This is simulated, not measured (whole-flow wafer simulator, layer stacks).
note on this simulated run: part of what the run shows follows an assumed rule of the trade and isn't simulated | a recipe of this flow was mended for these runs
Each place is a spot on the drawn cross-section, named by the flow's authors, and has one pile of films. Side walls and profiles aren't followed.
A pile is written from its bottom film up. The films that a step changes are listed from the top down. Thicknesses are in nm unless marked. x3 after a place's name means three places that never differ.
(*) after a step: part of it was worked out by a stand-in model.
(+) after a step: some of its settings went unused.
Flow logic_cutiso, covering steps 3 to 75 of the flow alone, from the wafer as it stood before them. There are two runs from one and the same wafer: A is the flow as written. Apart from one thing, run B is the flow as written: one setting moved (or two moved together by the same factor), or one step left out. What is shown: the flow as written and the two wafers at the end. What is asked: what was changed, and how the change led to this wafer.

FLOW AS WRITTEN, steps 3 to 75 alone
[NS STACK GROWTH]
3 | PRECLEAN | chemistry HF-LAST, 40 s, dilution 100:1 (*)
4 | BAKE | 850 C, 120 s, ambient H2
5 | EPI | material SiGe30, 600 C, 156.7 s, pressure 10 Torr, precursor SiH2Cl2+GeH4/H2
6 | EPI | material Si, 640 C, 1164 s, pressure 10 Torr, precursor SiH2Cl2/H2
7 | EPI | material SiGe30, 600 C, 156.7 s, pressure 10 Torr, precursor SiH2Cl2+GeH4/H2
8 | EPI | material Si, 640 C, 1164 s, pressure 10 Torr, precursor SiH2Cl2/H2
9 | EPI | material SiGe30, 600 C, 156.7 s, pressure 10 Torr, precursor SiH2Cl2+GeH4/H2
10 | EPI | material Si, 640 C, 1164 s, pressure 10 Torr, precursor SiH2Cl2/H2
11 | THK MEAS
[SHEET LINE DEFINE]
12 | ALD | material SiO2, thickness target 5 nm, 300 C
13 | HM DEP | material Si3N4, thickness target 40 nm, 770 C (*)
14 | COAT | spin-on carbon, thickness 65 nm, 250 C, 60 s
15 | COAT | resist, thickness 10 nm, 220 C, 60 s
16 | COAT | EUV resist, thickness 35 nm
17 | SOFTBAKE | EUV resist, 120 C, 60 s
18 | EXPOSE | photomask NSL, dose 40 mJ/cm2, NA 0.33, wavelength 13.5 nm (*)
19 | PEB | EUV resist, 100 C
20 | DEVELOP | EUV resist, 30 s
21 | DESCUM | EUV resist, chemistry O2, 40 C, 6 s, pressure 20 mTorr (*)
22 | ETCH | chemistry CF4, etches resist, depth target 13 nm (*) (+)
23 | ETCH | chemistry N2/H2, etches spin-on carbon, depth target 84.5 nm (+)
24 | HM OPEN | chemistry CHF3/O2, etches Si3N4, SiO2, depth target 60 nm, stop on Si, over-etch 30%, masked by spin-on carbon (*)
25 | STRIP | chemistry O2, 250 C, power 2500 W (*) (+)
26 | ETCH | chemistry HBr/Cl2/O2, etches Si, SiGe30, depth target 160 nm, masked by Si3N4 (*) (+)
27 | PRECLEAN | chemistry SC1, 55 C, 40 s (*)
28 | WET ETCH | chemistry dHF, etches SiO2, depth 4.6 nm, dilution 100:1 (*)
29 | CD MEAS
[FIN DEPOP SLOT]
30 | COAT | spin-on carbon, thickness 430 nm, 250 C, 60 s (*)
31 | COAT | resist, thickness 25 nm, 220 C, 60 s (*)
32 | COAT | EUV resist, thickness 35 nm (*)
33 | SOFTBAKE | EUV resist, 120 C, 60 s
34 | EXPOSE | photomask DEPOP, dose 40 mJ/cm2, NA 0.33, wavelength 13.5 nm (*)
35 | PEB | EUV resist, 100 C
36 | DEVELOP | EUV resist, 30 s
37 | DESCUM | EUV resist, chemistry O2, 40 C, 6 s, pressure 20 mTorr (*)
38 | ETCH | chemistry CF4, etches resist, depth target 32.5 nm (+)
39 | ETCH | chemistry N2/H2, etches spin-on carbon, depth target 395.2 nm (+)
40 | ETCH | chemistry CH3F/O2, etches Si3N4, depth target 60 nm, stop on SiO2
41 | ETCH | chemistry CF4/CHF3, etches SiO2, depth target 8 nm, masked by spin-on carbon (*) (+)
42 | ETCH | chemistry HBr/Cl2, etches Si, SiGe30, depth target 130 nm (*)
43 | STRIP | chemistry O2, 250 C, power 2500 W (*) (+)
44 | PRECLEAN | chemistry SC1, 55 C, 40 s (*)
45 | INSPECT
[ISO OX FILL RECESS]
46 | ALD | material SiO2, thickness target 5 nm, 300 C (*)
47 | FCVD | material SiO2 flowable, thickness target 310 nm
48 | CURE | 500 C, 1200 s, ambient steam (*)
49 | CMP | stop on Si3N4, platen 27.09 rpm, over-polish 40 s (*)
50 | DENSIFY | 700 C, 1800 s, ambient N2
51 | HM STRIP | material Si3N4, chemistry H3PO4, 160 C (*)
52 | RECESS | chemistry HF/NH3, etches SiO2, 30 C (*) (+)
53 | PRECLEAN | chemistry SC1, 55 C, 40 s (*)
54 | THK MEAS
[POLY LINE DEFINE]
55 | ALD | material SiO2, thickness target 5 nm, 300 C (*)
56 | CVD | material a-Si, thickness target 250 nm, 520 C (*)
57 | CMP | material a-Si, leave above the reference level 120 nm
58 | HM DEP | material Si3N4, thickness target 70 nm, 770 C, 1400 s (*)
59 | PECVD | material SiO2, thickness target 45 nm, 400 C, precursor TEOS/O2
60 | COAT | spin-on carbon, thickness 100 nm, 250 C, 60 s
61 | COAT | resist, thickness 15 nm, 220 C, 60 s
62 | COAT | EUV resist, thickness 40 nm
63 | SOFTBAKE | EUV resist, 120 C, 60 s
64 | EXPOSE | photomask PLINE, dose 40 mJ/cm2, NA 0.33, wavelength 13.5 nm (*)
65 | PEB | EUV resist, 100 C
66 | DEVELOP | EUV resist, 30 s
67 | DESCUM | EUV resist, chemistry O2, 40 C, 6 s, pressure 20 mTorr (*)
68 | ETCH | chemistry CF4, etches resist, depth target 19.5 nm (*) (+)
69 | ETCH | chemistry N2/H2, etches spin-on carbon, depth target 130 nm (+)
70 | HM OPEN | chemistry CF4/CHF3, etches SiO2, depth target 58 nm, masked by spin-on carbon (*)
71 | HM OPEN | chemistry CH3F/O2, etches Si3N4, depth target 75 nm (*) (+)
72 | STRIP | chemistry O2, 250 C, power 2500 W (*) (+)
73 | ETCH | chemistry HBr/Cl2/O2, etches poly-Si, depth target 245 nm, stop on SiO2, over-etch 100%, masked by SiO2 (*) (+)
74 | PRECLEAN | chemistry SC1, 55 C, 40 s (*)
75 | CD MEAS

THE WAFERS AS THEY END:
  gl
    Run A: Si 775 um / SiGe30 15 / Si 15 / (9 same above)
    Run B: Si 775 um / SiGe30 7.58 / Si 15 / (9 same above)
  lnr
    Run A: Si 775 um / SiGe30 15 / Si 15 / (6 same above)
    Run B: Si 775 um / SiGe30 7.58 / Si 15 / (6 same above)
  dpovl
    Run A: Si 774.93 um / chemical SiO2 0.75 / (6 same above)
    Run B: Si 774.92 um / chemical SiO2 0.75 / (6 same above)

What caused this: step 5, EPI: 565 C was run, whereas the flow has 600 C.

How this came from the change, step by step:
  5 | EPI | material SiGe30, 600 C, 156.7 s, pressure 10 Torr, precursor SiH2Cl2+GeH4/H2
      depop, dpovl, gfld and 19 more: A SiGe30 gains 15 (new film) | B SiGe30 gains 7.58 (new film)
  26 | ETCH | chemistry HBr/Cl2/O2, etches Si, SiGe30, depth target 160 nm, masked by Si3N4 (*) (+)
      dpovl, gfld, gxf, iso, isow, lnri, nsgap: A chemical SiO2 loses 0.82 (all of it), Si loses 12 (all of it), SiGe30 loses 15 (all of it), Si loses 15 (all of it), SiGe30 loses 15 (all of it), Si loses 15 (all of it), SiGe30 loses 15 (all of it), Si loses 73 | B chemical SiO2 loses 0.82 (all of it), Si loses 12 (all of it), SiGe30 loses 15 (all of it), Si loses 15 (all of it), SiGe30 loses 15 (all of it), Si loses 15 (all of it), SiGe30 loses 7.58 (all of it), Si loses 80.4
  42 | ETCH | chemistry HBr/Cl2, etches Si, SiGe30, depth target 130 nm (*)
      depop: A Si loses 13.8 (all of it), SiGe30 loses 15 (all of it), Si loses 15 (all of it), SiGe30 loses 15 (all of it), Si loses 15 (all of it), SiGe30 loses 15 (all of it), Si loses 41.2 | B Si loses 13.8 (all of it), SiGe30 loses 15 (all of it), Si loses 15 (all of it), SiGe30 loses 15 (all of it), Si loses 15 (all of it), SiGe30 loses 7.58 (all of it), Si loses 48.6
